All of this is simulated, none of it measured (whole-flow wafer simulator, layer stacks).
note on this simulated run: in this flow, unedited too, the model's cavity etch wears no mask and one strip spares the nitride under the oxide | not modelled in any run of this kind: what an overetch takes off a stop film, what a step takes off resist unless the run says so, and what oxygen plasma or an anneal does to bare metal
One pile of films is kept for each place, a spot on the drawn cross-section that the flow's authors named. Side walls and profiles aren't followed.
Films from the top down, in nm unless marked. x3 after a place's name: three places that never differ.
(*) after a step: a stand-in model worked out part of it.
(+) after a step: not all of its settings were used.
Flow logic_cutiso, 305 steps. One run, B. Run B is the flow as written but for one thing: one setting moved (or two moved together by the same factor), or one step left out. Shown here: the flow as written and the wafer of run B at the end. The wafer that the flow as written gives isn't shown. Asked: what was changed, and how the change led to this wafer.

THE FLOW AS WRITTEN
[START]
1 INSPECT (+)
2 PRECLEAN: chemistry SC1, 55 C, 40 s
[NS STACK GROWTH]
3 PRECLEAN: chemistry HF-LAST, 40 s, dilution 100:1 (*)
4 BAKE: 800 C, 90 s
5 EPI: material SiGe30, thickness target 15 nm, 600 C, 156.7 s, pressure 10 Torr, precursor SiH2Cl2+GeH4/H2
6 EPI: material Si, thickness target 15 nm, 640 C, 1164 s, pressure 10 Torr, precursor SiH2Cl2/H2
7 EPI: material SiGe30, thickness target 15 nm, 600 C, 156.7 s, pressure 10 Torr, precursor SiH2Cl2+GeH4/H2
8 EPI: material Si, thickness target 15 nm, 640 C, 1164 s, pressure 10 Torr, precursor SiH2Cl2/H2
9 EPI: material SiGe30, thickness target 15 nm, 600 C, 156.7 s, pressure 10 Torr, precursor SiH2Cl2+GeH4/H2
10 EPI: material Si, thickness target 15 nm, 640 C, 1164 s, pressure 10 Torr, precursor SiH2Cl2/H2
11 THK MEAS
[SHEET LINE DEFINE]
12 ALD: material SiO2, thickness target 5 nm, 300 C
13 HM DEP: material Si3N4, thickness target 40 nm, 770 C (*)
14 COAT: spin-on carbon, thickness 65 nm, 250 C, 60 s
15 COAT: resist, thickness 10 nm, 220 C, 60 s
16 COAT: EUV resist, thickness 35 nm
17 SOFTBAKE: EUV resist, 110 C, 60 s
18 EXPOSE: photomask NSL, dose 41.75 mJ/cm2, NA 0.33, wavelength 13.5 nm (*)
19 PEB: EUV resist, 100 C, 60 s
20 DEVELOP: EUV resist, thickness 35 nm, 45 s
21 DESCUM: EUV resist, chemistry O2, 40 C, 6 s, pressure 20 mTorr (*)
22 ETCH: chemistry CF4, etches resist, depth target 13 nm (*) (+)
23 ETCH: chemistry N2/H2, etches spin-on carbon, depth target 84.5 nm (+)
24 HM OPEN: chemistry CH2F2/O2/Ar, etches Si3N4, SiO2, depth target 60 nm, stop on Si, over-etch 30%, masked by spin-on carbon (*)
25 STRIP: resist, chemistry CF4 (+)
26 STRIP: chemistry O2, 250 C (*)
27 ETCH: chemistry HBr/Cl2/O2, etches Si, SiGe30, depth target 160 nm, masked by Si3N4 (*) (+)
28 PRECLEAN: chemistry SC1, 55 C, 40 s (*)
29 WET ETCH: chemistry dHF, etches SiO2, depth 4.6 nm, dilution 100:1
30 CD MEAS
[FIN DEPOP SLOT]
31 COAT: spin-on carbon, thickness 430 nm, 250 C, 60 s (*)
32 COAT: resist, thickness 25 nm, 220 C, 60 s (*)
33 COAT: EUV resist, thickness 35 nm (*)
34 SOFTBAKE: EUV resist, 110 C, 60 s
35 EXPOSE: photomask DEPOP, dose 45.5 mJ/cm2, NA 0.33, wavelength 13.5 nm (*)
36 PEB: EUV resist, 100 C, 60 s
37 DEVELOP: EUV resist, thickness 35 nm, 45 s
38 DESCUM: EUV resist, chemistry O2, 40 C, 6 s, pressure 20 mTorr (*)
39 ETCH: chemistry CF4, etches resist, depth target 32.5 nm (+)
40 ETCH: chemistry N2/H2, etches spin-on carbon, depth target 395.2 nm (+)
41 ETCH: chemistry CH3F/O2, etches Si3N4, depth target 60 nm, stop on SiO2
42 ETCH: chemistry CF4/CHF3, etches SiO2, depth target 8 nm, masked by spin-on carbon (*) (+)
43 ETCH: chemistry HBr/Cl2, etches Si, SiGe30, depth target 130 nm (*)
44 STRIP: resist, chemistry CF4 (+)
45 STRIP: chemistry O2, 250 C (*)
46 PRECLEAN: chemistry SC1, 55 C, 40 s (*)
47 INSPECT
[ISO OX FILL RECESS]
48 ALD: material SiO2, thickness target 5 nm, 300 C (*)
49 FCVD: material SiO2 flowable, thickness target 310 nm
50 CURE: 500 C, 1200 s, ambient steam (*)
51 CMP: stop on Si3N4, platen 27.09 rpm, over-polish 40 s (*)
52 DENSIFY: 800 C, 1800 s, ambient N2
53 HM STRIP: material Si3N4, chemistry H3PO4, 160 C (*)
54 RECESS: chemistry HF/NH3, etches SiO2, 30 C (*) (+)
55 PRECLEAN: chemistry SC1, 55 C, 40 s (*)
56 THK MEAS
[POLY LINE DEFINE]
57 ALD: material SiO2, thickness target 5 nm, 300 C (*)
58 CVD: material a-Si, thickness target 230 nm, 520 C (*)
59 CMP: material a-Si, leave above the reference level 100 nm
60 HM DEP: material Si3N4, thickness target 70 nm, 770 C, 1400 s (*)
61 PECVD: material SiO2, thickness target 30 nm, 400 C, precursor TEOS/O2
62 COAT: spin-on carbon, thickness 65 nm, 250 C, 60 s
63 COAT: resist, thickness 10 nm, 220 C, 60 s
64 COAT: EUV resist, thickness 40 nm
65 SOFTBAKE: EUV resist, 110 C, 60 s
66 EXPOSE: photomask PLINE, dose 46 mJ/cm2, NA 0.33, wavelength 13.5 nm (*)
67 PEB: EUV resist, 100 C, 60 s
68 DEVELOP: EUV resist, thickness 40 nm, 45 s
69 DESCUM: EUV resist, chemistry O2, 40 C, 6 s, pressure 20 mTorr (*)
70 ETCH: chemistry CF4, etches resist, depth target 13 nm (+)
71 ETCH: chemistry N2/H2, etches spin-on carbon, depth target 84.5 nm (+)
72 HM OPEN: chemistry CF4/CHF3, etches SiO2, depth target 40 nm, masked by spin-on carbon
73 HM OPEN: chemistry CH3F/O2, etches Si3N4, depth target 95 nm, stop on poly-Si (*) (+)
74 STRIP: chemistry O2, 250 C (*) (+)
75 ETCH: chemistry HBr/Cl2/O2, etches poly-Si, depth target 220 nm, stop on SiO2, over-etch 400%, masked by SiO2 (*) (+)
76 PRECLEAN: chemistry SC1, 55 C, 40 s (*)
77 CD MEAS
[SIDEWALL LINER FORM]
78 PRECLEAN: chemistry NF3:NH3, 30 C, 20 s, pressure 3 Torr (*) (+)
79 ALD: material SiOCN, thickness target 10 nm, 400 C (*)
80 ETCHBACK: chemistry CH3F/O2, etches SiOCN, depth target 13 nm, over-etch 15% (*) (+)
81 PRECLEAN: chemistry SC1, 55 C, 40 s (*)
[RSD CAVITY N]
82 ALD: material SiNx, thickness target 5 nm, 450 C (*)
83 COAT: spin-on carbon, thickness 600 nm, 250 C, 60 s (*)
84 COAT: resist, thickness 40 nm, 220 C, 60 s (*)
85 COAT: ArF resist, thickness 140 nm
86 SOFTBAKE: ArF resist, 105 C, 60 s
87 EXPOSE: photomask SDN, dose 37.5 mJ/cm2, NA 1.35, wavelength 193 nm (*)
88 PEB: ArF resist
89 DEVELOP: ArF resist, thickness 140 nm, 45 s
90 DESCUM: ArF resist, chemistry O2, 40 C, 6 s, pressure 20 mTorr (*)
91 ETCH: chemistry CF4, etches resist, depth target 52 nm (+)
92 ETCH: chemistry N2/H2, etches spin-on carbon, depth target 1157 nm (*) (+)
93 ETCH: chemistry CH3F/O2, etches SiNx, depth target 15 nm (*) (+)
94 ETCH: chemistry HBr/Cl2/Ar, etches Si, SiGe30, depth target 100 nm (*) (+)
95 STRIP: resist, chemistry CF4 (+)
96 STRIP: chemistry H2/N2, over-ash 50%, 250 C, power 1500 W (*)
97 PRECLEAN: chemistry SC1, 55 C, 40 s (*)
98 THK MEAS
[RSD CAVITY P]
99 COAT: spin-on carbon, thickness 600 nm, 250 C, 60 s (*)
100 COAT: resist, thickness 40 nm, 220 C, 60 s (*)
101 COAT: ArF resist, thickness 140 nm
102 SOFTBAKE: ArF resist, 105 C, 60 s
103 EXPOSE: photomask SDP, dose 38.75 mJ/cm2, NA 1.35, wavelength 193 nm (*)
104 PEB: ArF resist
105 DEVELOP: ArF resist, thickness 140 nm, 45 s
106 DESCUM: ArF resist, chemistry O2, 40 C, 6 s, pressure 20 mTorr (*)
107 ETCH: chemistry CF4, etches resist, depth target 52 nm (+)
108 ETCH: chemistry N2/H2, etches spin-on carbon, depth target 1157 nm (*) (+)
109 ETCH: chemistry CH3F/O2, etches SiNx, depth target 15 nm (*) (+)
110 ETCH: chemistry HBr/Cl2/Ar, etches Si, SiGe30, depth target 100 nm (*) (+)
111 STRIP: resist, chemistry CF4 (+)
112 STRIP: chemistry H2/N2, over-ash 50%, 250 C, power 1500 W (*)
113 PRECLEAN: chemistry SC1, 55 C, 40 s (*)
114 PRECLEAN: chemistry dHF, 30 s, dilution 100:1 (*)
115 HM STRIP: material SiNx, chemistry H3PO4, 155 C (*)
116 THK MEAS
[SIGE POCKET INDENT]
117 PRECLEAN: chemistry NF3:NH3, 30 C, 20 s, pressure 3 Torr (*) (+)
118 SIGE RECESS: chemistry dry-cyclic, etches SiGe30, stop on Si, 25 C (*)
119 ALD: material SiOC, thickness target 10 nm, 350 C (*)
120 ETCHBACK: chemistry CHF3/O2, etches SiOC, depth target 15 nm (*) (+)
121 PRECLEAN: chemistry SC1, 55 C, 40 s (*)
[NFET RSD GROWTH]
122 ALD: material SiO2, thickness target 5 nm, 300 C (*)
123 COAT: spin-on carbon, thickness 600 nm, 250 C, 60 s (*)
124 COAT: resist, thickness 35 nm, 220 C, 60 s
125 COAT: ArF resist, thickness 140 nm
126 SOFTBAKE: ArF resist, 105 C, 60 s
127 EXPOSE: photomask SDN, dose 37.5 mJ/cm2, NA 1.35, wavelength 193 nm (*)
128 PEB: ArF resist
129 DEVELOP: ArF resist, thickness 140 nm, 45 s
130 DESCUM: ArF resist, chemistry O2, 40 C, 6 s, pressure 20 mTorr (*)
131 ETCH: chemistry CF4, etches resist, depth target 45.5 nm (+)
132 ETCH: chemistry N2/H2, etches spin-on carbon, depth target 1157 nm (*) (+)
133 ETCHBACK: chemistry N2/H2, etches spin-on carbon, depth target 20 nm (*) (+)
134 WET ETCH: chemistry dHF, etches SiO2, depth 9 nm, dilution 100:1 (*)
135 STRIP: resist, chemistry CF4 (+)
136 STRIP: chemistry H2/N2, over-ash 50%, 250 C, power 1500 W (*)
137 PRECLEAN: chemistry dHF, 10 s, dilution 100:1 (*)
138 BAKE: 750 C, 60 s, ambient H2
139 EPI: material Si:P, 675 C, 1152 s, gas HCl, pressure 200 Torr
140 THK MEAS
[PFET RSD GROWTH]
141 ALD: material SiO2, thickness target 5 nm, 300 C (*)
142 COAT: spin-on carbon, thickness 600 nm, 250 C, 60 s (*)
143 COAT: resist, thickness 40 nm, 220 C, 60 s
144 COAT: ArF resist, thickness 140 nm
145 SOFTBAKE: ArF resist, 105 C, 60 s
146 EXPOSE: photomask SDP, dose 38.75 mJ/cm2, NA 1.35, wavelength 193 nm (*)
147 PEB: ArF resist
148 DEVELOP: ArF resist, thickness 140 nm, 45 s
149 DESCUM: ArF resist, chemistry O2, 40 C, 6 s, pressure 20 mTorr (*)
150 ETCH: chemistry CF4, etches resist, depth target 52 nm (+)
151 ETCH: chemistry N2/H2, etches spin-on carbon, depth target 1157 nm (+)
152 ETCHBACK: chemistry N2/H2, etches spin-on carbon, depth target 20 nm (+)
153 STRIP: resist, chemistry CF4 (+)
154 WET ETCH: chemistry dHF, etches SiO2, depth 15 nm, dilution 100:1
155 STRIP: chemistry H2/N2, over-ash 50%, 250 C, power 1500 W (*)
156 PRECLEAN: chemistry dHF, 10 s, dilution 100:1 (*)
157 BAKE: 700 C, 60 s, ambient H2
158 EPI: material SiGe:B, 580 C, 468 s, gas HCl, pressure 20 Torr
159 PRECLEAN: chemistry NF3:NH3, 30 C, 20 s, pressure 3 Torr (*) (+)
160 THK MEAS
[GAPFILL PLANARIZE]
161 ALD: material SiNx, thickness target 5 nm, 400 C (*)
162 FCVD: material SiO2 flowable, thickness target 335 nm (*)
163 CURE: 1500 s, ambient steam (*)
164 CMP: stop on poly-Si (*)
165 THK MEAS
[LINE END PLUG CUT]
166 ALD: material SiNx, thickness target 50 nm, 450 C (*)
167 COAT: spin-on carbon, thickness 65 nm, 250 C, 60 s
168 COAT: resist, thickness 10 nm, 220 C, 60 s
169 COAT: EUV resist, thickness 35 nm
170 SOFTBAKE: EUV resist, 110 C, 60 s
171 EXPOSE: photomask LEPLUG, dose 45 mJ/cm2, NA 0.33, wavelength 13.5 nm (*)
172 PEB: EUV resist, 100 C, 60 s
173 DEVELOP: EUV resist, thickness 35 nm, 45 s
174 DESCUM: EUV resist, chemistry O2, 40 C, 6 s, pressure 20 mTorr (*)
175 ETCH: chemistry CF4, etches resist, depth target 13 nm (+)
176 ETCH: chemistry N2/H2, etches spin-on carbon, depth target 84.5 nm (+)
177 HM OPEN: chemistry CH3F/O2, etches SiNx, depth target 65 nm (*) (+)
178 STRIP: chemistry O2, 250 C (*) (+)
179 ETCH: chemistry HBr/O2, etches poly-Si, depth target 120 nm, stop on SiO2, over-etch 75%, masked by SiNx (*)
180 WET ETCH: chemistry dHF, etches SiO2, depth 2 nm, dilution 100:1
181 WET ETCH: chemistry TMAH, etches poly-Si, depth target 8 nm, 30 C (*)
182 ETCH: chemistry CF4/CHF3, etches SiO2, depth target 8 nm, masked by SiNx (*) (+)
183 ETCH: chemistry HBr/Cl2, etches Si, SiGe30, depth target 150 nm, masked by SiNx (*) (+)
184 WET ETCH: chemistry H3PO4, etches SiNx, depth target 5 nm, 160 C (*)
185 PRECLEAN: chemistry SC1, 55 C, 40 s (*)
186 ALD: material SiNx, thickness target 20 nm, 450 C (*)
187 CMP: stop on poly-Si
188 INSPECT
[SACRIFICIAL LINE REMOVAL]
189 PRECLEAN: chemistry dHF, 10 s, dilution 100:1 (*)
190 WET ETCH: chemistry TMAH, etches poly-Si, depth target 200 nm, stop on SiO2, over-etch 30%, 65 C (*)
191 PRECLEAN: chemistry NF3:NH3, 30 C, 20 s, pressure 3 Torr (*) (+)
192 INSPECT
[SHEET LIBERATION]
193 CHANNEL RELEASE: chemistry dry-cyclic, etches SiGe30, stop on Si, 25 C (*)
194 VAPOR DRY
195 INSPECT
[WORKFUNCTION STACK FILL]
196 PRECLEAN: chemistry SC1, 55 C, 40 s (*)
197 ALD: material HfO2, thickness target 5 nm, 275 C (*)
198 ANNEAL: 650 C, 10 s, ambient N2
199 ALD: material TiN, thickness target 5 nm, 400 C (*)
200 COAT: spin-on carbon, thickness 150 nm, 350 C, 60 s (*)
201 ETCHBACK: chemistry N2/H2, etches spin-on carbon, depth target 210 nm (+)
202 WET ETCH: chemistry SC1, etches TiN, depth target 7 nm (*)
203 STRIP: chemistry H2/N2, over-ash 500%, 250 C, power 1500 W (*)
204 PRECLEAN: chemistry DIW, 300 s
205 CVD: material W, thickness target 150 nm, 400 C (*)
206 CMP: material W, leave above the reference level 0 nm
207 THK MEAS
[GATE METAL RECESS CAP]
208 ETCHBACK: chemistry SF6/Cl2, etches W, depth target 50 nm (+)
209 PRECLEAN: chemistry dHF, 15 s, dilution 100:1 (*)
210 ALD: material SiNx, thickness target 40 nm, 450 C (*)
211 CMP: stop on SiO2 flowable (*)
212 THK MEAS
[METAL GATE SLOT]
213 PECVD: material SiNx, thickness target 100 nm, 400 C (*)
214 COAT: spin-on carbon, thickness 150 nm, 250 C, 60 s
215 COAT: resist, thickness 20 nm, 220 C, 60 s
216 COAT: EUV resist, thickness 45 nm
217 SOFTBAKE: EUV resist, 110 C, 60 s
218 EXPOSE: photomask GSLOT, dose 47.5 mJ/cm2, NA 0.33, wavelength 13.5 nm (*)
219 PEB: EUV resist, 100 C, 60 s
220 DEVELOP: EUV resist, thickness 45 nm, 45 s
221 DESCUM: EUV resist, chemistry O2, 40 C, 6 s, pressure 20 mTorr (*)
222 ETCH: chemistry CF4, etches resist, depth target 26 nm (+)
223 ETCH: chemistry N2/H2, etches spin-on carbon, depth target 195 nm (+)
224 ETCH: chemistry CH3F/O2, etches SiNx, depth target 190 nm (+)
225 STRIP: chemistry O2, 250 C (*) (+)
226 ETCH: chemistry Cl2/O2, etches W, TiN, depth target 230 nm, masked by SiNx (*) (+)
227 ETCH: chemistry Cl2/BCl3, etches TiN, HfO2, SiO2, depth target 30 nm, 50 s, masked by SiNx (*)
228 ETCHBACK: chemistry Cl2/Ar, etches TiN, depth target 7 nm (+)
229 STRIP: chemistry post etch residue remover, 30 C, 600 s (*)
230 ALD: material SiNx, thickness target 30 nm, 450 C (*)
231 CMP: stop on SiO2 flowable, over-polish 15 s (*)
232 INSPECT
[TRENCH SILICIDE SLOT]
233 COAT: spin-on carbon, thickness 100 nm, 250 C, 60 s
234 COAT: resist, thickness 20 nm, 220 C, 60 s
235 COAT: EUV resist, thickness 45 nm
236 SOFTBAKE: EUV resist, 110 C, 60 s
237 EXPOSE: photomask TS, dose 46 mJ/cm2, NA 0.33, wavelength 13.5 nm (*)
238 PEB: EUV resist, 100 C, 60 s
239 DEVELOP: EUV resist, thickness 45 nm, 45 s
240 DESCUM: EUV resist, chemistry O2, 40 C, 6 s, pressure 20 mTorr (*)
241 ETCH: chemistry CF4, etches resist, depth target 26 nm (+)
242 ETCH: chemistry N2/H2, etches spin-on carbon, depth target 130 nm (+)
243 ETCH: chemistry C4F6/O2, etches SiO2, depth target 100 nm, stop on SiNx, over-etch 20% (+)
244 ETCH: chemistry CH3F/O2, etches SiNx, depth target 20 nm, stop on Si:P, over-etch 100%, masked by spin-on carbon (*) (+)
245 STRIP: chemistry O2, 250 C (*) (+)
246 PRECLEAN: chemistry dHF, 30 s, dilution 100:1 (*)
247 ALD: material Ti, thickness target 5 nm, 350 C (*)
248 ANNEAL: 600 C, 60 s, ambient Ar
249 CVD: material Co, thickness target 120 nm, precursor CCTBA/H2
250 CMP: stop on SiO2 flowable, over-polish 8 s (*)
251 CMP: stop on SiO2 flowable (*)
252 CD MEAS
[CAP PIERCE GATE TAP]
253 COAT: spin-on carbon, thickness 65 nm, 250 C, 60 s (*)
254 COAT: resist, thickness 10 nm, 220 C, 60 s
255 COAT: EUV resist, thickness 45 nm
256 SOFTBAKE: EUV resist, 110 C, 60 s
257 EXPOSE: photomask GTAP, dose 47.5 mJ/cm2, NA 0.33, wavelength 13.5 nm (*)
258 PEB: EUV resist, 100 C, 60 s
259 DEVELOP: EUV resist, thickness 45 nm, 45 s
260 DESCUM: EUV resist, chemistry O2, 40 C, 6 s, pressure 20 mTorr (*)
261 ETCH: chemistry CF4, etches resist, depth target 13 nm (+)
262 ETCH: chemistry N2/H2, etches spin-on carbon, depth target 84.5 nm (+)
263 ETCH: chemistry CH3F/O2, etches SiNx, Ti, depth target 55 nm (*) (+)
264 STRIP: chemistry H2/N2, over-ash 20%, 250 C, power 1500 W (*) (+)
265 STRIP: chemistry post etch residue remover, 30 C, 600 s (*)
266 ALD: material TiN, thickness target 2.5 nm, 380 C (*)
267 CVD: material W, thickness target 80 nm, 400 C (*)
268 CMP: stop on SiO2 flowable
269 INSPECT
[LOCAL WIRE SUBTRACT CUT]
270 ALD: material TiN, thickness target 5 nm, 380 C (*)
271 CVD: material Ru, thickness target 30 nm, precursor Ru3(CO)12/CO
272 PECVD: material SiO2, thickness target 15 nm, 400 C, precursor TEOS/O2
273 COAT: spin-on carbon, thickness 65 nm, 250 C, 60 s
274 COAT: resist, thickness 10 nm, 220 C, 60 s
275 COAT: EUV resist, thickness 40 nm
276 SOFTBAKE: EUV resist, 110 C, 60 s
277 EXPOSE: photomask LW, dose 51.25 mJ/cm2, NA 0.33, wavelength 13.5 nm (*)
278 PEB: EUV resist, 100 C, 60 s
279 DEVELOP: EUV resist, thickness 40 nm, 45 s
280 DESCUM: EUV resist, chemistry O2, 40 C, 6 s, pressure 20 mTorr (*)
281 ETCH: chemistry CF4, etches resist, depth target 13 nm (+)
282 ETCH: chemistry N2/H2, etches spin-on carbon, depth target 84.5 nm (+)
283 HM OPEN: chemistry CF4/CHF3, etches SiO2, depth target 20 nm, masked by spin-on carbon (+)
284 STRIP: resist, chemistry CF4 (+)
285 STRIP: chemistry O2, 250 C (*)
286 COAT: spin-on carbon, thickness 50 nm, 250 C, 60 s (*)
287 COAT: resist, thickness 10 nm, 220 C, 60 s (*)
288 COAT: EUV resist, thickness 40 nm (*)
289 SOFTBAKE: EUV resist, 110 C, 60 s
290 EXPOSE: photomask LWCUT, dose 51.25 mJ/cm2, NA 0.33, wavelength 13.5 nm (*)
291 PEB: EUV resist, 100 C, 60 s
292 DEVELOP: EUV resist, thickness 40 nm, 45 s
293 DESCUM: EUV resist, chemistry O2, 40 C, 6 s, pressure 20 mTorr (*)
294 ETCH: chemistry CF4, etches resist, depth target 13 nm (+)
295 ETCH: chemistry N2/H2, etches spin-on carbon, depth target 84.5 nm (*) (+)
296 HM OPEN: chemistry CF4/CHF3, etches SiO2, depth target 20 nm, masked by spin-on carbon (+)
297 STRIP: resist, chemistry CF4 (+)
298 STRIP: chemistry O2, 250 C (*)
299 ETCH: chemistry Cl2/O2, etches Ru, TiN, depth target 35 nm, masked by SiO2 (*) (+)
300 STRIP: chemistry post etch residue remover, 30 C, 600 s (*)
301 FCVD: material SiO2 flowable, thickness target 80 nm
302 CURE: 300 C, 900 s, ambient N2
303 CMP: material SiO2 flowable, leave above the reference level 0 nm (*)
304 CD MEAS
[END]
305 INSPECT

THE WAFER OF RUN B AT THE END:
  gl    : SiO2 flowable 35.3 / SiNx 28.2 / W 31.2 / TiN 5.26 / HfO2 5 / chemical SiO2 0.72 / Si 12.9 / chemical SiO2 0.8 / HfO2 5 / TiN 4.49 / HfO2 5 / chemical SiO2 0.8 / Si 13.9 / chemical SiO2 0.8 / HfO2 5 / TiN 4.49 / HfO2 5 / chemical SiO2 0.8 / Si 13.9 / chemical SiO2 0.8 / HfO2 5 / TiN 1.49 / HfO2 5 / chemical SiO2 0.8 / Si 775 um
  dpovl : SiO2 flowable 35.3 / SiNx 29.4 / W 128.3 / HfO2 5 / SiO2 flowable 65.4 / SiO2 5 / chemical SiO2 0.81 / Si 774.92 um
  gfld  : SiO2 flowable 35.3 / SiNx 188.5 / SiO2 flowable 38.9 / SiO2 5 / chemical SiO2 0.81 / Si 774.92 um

The cause: step 5, EPI: thickness target 12 nm was run, where the flow has thickness target 15 nm; step 5, EPI: 125.4 s was run, where the flow has 156.7 s.

How the change led to this, step by step:
  5 EPI: material SiGe30, thickness target 15 nm, 600 C, 156.7 s, pressure 10 Torr, precursor SiH2Cl2+GeH4/H2
      depop, dpovl, gfld and 19 more: SiGe30 +12 (new film) (as written it would be: SiGe30 +15 (new film))
  27 ETCH: chemistry HBr/Cl2/O2, etches Si, SiGe30, depth target 160 nm, masked by Si3N4 (*) (+)
      gfld, gxf, iso, lnri: chemical SiO2 -0.79 (all of it), Si -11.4 (all of it), SiGe30 -15 (all of it), Si -15 (all of it), SiGe30 -15 (all of it), Si -15 (all of it), SiGe30 -12 (all of it), Si -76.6 (as written it would be: chemical SiO2 -0.79 (all of it), Si -11.4 (all of it), SiGe30 -15 (all of it), Si -15 (all of it), SiGe30 -15 (all of it), Si -15 (all of it), SiGe30 -15 (all of it), Si -73.6)
      dpovl, nsgap: chemical SiO2 -0.79 (all of it), Si -11.8 (all of it), SiGe30 -15 (all of it), Si -15 (all of it), SiGe30 -15 (all of it), Si -15 (all of it), SiGe30 -12 (all of it), Si -76.2 (as written it would be: chemical SiO2 -0.79 (all of it), Si -11.8 (all of it), SiGe30 -15 (all of it), Si -15 (all of it), SiGe30 -15 (all of it), Si -15 (all of it), SiGe30 -15 (all of it), Si -73.2)
      (and at 1 more place)
  43 ETCH: chemistry HBr/Cl2, etches Si, SiGe30, depth target 130 nm (*)
      depop: Si -14 (all of it), SiGe30 -15 (all of it), Si -15 (all of it), SiGe30 -15 (all of it), Si -15 (all of it), SiGe30 -12 (all of it), Si -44 (as written it would be: Si -14 (all of it), SiGe30 -15 (all of it), Si -15 (all of it), SiGe30 -15 (all of it), Si -15 (all of it), SiGe30 -15 (all of it), Si -41)
  94 ETCH: chemistry HBr/Cl2/Ar, etches Si, SiGe30, depth target 100 nm (*) (+)
      rsdn, rsdx: chemical SiO2 -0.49 (all of it), Si -12.8 (all of it), SiGe30 -15 (all of it), Si -15 (all of it), SiGe30 -15 (all of it), Si -15 (all of it), SiGe30 -12 (all of it), Si -15.2 (as written it would be: chemical SiO2 -0.49 (all of it), Si -12.8 (all of it), SiGe30 -15 (all of it), Si -15 (all of it), SiGe30 -15 (all of it), Si -15 (all of it), SiGe30 -15 (all of it), Si -12.2)
  110 ETCH: chemistry HBr/Cl2/Ar, etches Si, SiGe30, depth target 100 nm (*) (+)
      rsdp, rsdw: chemical SiO2 -0.49 (all of it), Si -12.8 (all of it), SiGe30 -15 (all of it), Si -15 (all of it), SiGe30 -15 (all of it), Si -15 (all of it), SiGe30 -12 (all of it), Si -15.2 (as written it would be: chemical SiO2 -0.49 (all of it), Si -12.8 (all of it), SiGe30 -15 (all of it), Si -15 (all of it), SiGe30 -15 (all of it), Si -15 (all of it), SiGe30 -15 (all of it), Si -12.2)
  118 SIGE RECESS: chemistry dry-cyclic, etches SiGe30, stop on Si, 25 C (*)
      lnr, lnrp, lnrt: SiOCN -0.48, Si -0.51, cavity +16 (new film), SiGe30 -15 (all of it), Si -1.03, cavity +16 (new film), SiGe30 -15 (all of it), Si -1.03, cavity +13 (new film), SiGe30 -12 (all of it), Si -0.51 (as written it would be: SiOCN -0.48, Si -0.51, cavity +16 (new film), SiGe30 -15 (all of it), Si -1.03, cavity +16 (new film), SiGe30 -15 (all of it), Si -1.03, cavity +16 (new film), SiGe30 -15 (all of it), Si -0.51)
  119 ALD: material SiOC, thickness target 10 nm, 350 C (*)
      lnr, lnrp, lnrt: SiOC +10 (new film), SiOC +16 (new film), cavity -16 (all of it), SiOC +16 (new film), cavity -16 (all of it), SiOC +13 (new film), cavity -13 (all of it) (as written it would be: SiOC +10 (new film), SiOC +16 (new film), cavity -16 (all of it), SiOC +16 (new film), cavity -16 (all of it), SiOC +16 (new film), cavity -16 (all of it))
  183 ETCH: chemistry HBr/Cl2, etches Si, SiGe30, depth target 150 nm, masked by SiNx (*) (+)
      plug: Si -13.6 (all of it), SiGe30 -15 (all of it), Si -15 (all of it), SiGe30 -15 (all of it), Si -15 (all of it), SiGe30 -12 (all of it), Si -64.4 (as written it would be: Si -13.6 (all of it), SiGe30 -15 (all of it), Si -15 (all of it), SiGe30 -15 (all of it), Si -15 (all of it), SiGe30 -15 (all of it), Si -61.4)
  193 CHANNEL RELEASE: chemistry dry-cyclic, etches SiGe30, stop on Si, 25 C (*)
      gl, glp, gxn, gxp, ns, tap: chemical SiO2 +0.8 (new film), Si -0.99, chemical SiO2 +0.8 (new film), cavity +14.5 (new film), chemical SiO2 +0.8 (new film), SiGe30 -15 (all of it), Si -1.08, chemical SiO2 +0.8 (new film), cavity +14.5 (new film), chemical SiO2 +0.8 (new film), SiGe30 -15 (all of it), Si -1.08, chemical SiO2 +0.8 (new film), cavity +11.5 (new film), chemical SiO2 +0.8 (new film), SiGe30 -12 (all of it), Si -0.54 (as written it would be: chemical SiO2 +0.8 (new film), Si -0.99, chemical SiO2 +0.8 (new film), cavity +14.5 (new film), chemical SiO2 +0.8 (new film), SiGe30 -15 (all of it), Si -1.08, chemical SiO2 +0.8 (new film), cavity +14.5 (new film), chemical SiO2 +0.8 (new film), SiGe30 -15 (all of it), Si -1.08, chemical SiO2 +0.8 (new film), cavity +14.5 (new film), chemical SiO2 +0.8 (new film), SiGe30 -15 (all of it), Si -0.54)
  199 ALD: material TiN, thickness target 5 nm, 400 C (*)
      gl, glp, tap: TiN +5.26 (new film), TiN +4.49 (new film), cavity -4.49 (all of it), TiN +4.49 (new film), cavity -4.49 (all of it), TiN +1.49 (new film), cavity -1.49 (all of it) (as written it would be: TiN +5.26 (new film), TiN +4.49 (new film), cavity -4.49 (all of it), TiN +4.49 (new film), cavity -4.49 (all of it), TiN +4.49 (new film), cavity -4.49 (all of it))
      gxn, gxp, ns: TiN +5 (new film), TiN +4.49 (new film), cavity -4.49 (all of it), TiN +4.49 (new film), cavity -4.49 (all of it), TiN +1.49 (new film), cavity -1.49 (all of it) (as written it would be: TiN +5 (new film), TiN +4.49 (new film), cavity -4.49 (all of it), TiN +4.49 (new film), cavity -4.49 (all of it), TiN +4.49 (new film), cavity -4.49 (all of it))
